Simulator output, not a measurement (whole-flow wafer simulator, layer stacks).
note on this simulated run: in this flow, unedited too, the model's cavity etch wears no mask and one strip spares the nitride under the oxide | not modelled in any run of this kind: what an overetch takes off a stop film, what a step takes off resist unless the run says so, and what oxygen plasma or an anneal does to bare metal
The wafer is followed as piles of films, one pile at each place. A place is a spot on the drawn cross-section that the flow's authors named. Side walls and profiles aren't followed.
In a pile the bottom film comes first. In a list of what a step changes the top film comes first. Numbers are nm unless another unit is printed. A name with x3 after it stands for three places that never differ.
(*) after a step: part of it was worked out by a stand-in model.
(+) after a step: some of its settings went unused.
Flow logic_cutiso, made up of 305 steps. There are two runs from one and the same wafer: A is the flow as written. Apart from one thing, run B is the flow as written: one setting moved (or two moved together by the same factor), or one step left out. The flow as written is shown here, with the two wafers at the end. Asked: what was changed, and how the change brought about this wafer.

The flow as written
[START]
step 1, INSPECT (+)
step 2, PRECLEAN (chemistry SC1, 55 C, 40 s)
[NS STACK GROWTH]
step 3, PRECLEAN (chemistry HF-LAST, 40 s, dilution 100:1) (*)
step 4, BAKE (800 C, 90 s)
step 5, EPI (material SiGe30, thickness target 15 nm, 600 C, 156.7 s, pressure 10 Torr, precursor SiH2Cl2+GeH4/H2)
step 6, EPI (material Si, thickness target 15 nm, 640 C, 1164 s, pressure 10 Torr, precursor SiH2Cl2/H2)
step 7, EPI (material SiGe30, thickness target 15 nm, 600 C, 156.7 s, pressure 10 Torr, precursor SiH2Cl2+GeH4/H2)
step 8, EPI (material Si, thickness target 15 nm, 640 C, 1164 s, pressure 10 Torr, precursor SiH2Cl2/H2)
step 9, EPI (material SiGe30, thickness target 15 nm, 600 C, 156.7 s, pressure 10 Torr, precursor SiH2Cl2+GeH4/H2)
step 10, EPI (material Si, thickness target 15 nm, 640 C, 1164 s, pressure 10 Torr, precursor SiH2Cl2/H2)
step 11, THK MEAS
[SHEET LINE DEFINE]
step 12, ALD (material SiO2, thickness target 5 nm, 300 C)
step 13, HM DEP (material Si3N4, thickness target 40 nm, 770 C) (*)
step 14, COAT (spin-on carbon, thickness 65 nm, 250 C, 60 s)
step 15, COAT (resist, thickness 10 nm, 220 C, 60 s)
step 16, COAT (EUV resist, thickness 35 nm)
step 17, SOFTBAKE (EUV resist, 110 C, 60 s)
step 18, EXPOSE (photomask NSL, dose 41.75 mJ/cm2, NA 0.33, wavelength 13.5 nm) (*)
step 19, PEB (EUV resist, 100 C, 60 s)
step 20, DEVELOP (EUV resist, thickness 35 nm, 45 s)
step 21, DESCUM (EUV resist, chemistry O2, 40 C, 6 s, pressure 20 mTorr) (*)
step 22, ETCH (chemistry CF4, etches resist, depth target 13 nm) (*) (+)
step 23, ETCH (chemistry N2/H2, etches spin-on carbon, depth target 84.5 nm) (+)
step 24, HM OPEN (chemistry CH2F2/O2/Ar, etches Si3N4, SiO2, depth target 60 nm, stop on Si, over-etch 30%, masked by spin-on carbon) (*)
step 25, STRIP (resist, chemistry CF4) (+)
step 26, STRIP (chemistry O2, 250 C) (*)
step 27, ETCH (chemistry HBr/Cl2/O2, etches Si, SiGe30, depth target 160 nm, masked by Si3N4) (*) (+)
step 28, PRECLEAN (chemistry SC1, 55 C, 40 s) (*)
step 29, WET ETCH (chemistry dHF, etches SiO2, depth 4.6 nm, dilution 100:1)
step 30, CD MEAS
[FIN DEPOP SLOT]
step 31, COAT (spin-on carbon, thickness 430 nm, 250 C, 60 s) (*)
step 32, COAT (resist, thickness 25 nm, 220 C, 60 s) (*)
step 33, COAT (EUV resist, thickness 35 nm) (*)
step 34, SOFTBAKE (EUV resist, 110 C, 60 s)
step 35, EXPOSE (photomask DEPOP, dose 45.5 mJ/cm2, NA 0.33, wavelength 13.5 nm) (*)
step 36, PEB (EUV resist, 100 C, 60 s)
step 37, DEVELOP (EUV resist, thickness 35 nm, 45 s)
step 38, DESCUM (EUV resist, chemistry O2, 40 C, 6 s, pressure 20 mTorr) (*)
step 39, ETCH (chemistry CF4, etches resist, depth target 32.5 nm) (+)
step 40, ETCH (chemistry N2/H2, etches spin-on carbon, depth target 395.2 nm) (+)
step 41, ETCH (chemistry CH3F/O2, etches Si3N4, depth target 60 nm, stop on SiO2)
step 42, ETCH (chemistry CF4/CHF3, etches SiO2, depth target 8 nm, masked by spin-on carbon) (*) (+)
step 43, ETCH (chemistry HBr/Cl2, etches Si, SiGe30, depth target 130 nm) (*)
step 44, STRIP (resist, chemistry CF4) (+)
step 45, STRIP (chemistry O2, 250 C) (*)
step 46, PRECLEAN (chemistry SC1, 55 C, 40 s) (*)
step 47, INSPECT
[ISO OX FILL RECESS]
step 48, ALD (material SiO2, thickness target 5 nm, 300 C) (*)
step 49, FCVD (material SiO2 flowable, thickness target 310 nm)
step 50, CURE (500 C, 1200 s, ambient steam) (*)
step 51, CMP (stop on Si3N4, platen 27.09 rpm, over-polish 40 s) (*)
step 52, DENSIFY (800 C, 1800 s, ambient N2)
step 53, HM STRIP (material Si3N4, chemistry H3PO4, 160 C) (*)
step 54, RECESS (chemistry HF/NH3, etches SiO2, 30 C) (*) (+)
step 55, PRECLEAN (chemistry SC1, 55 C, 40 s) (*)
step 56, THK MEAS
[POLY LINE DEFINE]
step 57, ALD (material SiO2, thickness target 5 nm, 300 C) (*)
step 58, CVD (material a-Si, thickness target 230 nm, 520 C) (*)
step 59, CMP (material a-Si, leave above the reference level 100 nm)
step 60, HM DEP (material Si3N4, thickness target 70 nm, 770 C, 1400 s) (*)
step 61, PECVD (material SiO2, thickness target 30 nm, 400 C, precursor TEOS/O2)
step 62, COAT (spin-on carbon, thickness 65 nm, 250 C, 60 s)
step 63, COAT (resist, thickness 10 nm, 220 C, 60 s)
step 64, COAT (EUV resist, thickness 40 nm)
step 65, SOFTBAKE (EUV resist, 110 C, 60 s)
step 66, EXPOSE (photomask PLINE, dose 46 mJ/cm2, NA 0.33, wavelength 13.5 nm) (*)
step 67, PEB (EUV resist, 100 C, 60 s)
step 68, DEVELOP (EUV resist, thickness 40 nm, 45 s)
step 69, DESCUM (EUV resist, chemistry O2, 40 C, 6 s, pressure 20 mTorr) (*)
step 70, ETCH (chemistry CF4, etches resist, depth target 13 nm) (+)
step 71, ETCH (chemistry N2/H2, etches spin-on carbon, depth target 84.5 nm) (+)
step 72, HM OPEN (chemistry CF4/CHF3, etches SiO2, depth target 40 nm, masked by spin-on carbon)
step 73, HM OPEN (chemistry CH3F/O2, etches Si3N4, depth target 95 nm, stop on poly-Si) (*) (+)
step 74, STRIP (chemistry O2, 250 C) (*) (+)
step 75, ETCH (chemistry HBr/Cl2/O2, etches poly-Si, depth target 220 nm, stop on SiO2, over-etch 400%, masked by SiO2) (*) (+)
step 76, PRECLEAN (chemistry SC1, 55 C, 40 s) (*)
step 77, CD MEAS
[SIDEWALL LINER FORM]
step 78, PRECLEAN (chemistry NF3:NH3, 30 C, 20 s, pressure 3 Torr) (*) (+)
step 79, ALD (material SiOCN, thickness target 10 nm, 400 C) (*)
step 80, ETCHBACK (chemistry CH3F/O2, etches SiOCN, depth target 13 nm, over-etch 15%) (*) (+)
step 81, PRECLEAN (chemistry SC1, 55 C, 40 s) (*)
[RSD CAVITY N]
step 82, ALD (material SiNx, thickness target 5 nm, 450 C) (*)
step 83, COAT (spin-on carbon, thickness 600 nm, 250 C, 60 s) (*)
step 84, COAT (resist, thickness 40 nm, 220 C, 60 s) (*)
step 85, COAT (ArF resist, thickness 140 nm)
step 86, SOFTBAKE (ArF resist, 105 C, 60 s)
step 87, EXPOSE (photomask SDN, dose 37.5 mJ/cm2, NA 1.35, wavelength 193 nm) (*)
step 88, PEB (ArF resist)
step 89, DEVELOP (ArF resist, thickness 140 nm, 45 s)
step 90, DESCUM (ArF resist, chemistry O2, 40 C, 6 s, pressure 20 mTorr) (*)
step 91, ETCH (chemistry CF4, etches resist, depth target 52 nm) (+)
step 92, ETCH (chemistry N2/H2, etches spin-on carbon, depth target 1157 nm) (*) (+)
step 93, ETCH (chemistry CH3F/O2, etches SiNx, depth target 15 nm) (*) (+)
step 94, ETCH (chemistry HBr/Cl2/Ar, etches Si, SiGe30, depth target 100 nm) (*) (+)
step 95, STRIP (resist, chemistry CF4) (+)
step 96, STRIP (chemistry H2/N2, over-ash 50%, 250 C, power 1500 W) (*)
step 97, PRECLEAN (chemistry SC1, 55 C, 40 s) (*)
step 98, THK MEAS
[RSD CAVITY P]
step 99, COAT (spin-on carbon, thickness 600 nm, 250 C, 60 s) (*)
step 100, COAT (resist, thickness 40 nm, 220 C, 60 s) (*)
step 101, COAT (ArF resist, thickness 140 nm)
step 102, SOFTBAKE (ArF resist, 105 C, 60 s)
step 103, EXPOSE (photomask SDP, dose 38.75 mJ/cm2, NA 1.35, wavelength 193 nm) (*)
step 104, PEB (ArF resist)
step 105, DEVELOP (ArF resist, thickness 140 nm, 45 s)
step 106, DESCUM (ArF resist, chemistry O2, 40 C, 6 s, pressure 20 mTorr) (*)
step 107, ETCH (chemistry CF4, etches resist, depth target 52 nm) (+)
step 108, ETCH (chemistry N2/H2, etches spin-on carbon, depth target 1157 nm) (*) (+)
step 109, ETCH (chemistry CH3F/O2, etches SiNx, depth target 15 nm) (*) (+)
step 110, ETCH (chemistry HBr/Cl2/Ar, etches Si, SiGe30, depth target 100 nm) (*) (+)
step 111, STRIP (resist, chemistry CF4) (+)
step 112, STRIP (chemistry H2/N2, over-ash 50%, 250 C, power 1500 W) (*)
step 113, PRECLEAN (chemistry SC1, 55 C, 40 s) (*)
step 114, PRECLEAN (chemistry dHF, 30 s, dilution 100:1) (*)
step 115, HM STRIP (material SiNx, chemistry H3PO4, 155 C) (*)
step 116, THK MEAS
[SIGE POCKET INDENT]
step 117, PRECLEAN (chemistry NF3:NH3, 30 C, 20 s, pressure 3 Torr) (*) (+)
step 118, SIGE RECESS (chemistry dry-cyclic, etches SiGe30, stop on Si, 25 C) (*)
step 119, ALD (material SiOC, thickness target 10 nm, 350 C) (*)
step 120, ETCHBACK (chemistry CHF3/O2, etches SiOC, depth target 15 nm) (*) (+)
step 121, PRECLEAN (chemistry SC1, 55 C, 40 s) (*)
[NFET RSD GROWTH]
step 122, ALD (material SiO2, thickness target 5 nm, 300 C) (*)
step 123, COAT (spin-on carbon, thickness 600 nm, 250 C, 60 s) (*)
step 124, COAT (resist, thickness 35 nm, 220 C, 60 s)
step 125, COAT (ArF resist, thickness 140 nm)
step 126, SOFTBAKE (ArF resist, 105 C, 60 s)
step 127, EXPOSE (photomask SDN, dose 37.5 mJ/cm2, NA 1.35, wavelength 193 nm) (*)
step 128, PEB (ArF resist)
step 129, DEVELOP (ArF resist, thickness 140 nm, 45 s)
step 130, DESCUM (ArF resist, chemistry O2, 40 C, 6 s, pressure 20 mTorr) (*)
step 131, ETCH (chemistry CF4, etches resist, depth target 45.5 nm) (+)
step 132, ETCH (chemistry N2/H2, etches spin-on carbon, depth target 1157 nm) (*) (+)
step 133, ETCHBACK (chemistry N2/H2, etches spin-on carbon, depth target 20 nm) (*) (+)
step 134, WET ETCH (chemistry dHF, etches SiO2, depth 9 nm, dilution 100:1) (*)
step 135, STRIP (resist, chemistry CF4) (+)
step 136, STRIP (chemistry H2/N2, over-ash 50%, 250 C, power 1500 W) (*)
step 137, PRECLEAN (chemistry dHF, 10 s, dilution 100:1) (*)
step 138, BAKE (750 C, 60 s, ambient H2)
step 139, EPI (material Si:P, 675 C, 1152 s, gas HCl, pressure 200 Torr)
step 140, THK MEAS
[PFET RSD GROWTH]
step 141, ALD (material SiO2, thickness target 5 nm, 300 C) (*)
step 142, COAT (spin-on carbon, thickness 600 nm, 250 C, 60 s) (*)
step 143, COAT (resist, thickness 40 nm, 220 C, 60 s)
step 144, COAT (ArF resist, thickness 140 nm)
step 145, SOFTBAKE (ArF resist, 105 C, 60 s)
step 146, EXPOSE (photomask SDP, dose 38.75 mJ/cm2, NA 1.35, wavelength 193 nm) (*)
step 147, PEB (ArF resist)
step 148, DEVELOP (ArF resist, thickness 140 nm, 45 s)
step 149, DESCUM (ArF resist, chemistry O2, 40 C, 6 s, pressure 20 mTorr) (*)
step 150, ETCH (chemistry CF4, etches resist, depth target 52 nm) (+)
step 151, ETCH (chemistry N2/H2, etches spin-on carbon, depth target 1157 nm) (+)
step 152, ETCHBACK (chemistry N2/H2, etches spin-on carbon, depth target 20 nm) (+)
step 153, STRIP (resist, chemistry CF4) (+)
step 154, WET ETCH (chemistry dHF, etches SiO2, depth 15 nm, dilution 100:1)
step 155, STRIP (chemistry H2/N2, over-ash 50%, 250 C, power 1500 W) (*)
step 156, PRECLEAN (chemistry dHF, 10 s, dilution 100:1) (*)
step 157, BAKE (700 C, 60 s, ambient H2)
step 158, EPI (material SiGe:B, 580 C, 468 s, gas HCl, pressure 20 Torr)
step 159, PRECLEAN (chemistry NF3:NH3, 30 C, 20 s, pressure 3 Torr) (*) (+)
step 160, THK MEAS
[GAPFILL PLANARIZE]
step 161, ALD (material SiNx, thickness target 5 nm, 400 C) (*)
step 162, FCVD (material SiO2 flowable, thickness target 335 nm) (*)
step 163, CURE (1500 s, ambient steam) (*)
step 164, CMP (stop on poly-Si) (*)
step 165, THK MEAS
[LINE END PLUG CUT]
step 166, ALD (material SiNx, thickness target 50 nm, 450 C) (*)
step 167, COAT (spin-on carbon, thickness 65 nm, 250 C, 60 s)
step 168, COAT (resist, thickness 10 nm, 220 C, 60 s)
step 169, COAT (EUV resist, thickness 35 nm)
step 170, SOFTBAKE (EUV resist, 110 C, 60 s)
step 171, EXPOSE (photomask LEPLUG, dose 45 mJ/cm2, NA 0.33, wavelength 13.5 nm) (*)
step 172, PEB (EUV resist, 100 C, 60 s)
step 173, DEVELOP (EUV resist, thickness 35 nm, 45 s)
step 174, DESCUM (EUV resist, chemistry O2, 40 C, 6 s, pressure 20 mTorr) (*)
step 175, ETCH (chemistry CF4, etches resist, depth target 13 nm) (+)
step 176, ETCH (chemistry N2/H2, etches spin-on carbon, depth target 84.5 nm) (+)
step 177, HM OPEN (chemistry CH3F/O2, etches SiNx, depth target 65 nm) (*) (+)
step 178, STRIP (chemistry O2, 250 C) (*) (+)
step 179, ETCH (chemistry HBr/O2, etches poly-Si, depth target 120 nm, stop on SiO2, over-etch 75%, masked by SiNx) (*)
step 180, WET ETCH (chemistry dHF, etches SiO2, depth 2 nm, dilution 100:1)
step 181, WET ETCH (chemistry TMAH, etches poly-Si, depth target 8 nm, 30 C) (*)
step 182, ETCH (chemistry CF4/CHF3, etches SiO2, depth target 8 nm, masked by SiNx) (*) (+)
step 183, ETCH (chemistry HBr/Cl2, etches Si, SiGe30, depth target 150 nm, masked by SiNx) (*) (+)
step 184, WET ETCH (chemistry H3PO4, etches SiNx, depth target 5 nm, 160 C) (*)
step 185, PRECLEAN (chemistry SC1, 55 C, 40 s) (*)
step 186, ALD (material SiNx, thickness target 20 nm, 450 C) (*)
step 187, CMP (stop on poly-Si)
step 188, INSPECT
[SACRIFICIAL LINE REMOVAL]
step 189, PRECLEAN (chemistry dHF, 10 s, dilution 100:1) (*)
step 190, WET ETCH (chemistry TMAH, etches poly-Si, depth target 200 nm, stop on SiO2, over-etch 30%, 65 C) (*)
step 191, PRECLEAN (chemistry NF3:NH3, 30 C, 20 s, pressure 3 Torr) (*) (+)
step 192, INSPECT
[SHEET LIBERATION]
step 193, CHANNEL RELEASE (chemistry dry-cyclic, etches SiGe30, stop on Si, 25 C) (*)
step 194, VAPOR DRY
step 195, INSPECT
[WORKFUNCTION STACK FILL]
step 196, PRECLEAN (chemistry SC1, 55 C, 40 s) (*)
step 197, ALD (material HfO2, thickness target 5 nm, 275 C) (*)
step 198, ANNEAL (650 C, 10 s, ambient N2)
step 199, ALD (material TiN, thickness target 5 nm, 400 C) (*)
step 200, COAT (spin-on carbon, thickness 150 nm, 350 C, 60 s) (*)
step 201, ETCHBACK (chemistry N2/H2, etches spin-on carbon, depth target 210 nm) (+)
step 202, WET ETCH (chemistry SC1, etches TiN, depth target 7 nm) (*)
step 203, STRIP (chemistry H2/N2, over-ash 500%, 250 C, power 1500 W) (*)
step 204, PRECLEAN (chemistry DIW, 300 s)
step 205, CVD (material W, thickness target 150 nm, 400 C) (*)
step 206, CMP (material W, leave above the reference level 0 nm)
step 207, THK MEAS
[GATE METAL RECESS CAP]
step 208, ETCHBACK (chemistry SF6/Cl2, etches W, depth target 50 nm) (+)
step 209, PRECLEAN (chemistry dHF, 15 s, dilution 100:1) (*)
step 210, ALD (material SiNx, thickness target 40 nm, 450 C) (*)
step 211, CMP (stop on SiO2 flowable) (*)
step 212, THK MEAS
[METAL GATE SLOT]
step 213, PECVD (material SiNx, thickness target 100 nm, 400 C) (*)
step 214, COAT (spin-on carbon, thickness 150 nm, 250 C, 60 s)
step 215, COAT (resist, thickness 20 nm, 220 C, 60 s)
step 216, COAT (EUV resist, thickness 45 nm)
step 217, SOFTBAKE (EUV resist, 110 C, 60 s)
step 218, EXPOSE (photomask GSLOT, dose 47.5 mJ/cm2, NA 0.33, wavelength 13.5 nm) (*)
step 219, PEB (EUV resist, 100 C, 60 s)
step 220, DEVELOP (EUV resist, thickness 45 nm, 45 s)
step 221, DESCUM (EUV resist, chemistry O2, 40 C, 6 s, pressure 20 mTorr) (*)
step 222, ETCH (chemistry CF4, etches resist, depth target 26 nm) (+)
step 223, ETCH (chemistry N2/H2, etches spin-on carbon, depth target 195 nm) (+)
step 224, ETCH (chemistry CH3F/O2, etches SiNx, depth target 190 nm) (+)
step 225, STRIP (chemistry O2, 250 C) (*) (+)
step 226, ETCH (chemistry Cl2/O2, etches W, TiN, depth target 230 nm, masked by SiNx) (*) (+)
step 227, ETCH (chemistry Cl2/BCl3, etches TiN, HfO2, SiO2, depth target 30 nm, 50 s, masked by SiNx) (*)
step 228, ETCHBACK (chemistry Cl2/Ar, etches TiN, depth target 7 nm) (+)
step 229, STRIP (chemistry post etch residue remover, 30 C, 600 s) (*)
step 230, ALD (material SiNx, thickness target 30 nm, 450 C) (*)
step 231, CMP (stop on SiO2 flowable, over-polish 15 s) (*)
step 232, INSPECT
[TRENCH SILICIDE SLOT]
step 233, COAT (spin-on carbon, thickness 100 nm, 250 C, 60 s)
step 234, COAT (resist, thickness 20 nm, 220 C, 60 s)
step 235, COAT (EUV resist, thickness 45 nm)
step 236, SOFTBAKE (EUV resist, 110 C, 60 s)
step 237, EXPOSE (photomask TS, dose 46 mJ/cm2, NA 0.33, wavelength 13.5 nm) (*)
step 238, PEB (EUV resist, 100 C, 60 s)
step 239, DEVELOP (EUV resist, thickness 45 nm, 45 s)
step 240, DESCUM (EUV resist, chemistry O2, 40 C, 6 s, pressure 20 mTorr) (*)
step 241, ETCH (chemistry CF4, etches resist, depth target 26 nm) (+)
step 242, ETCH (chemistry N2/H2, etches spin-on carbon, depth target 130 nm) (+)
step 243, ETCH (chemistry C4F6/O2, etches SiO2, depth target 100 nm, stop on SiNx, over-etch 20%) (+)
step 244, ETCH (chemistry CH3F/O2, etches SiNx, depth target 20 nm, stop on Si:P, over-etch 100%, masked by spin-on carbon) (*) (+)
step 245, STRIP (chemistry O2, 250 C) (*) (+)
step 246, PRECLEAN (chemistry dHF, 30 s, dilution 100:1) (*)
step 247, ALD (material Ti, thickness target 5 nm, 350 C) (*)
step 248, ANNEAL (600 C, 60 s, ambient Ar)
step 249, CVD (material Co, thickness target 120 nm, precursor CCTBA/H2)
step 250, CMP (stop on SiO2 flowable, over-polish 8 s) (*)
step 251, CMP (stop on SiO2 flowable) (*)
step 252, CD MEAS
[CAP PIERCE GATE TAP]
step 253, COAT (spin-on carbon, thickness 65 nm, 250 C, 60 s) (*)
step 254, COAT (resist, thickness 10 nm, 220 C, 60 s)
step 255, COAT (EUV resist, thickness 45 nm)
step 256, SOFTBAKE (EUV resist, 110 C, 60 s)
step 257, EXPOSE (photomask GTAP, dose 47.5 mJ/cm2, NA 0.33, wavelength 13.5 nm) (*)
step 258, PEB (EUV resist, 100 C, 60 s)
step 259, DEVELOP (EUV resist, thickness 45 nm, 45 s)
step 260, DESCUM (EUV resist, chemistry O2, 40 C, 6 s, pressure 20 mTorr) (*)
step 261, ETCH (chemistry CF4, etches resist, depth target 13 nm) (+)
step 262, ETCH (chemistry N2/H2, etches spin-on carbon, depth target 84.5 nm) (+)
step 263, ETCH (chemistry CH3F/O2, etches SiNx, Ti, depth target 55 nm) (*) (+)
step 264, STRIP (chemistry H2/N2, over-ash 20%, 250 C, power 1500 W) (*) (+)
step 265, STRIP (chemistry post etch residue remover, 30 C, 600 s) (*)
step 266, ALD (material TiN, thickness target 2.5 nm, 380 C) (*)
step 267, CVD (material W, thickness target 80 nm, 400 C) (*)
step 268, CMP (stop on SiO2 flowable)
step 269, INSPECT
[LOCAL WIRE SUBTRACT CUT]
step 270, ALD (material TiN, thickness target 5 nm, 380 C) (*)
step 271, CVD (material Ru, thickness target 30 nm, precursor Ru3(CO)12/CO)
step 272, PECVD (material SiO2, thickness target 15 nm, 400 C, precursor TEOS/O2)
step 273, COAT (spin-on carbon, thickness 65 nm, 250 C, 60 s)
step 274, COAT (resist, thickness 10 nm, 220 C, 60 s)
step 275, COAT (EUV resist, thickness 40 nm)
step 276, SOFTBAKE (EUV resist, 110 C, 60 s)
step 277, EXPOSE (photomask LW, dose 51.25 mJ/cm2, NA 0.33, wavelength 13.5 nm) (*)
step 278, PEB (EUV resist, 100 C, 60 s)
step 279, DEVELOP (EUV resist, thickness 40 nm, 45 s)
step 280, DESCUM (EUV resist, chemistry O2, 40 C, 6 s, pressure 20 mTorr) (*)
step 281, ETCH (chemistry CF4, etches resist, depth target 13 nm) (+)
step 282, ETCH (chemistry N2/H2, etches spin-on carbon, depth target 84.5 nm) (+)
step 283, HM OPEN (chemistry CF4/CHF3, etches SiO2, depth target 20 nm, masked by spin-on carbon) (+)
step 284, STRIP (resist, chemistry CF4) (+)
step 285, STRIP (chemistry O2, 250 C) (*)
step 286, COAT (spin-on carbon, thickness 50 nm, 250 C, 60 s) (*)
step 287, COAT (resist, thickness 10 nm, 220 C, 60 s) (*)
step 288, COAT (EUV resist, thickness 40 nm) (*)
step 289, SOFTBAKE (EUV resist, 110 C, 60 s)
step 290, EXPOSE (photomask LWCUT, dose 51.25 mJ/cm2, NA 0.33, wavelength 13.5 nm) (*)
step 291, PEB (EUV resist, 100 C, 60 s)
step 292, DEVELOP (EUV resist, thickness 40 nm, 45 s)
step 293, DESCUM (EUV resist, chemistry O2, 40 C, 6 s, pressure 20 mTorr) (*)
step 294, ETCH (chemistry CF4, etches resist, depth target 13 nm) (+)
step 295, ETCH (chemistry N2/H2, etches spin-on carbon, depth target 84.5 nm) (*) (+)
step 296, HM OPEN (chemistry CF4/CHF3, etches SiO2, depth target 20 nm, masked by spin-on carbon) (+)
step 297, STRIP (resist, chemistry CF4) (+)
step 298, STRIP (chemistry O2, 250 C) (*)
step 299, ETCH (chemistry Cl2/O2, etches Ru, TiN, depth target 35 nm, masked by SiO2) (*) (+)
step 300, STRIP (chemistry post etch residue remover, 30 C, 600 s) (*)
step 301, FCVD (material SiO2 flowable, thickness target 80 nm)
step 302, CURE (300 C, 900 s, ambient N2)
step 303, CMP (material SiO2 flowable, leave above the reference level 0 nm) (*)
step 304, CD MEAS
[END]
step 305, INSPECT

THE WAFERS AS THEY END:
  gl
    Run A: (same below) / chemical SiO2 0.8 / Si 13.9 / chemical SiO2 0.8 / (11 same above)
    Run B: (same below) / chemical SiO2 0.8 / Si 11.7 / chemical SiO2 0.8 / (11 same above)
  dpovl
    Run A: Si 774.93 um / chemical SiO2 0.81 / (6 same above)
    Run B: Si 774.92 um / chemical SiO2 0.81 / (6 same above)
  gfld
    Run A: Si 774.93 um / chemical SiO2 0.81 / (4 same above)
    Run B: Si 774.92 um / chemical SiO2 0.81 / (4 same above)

The reason: step 8, EPI: 989.7 s was run, whereas the flow has 1164 s.

Step by step, how the change led to this:
  step 8, EPI (material Si, thickness target 15 nm, 640 C, 1164 s, pressure 10 Torr, precursor SiH2Cl2/H2)
      depop, dpovl, gfld and 19 more: A Si gains 15 (new film) | B Si gains 12.8 (new film)
  step 27, ETCH (chemistry HBr/Cl2/O2, etches Si, SiGe30, depth target 160 nm, masked by Si3N4) (*) (+)
      gfld, gxf, iso, lnri: A chemical SiO2 loses 0.79 (all of it), Si loses 11.4 (all of it), SiGe30 loses 15 (all of it), Si loses 15 (all of it), SiGe30 loses 15 (all of it), Si loses 15 (all of it), SiGe30 loses 15 (all of it), Si loses 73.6 | B chemical SiO2 loses 0.79 (all of it), Si loses 11.4 (all of it), SiGe30 loses 15 (all of it), Si loses 12.8 (all of it), SiGe30 loses 15 (all of it), Si loses 15 (all of it), SiGe30 loses 15 (all of it), Si loses 75.9
      dpovl, nsgap: A chemical SiO2 loses 0.79 (all of it), Si loses 11.8 (all of it), SiGe30 loses 15 (all of it), Si loses 15 (all of it), SiGe30 loses 15 (all of it), Si loses 15 (all of it), SiGe30 loses 15 (all of it), Si loses 73.2 | B chemical SiO2 loses 0.79 (all of it), Si loses 11.8 (all of it), SiGe30 loses 15 (all of it), Si loses 12.8 (all of it), SiGe30 loses 15 (all of it), Si loses 15 (all of it), SiGe30 loses 15 (all of it), Si loses 75.5
      (also at 1 further place)
  step 43, ETCH (chemistry HBr/Cl2, etches Si, SiGe30, depth target 130 nm) (*)
      depop: A Si loses 14 (all of it), SiGe30 loses 15 (all of it), Si loses 15 (all of it), SiGe30 loses 15 (all of it), Si loses 15 (all of it), SiGe30 loses 15 (all of it), Si loses 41 | B Si loses 14 (all of it), SiGe30 loses 15 (all of it), Si loses 12.8 (all of it), SiGe30 loses 15 (all of it), Si loses 15 (all of it), SiGe30 loses 15 (all of it), Si loses 43.2
  step 94, ETCH (chemistry HBr/Cl2/Ar, etches Si, SiGe30, depth target 100 nm) (*) (+)
      rsdn, rsdx: A chemical SiO2 loses 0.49 (all of it), Si loses 12.8 (all of it), SiGe30 loses 15 (all of it), Si loses 15 (all of it), SiGe30 loses 15 (all of it), Si loses 15 (all of it), SiGe30 loses 15 (all of it), Si loses 12.2 | B chemical SiO2 loses 0.49 (all of it), Si loses 12.8 (all of it), SiGe30 loses 15 (all of it), Si loses 12.8 (all of it), SiGe30 loses 15 (all of it), Si loses 15 (all of it), SiGe30 loses 15 (all of it), Si loses 14.4
  step 110, ETCH (chemistry HBr/Cl2/Ar, etches Si, SiGe30, depth target 100 nm) (*) (+)
      rsdp, rsdw: A chemical SiO2 loses 0.49 (all of it), Si loses 12.8 (all of it), SiGe30 loses 15 (all of it), Si loses 15 (all of it), SiGe30 loses 15 (all of it), Si loses 15 (all of it), SiGe30 loses 15 (all of it), Si loses 12.2 | B chemical SiO2 loses 0.49 (all of it), Si loses 12.8 (all of it), SiGe30 loses 15 (all of it), Si loses 12.8 (all of it), SiGe30 loses 15 (all of it), Si loses 15 (all of it), SiGe30 loses 15 (all of it), Si loses 14.4
  step 183, ETCH (chemistry HBr/Cl2, etches Si, SiGe30, depth target 150 nm, masked by SiNx) (*) (+)
      plug: A Si loses 13.6 (all of it), SiGe30 loses 15 (all of it), Si loses 15 (all of it), SiGe30 loses 15 (all of it), Si loses 15 (all of it), SiGe30 loses 15 (all of it), Si loses 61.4 | B Si loses 13.6 (all of it), SiGe30 loses 15 (all of it), Si loses 12.8 (all of it), SiGe30 loses 15 (all of it), Si loses 15 (all of it), SiGe30 loses 15 (all of it), Si loses 63.7
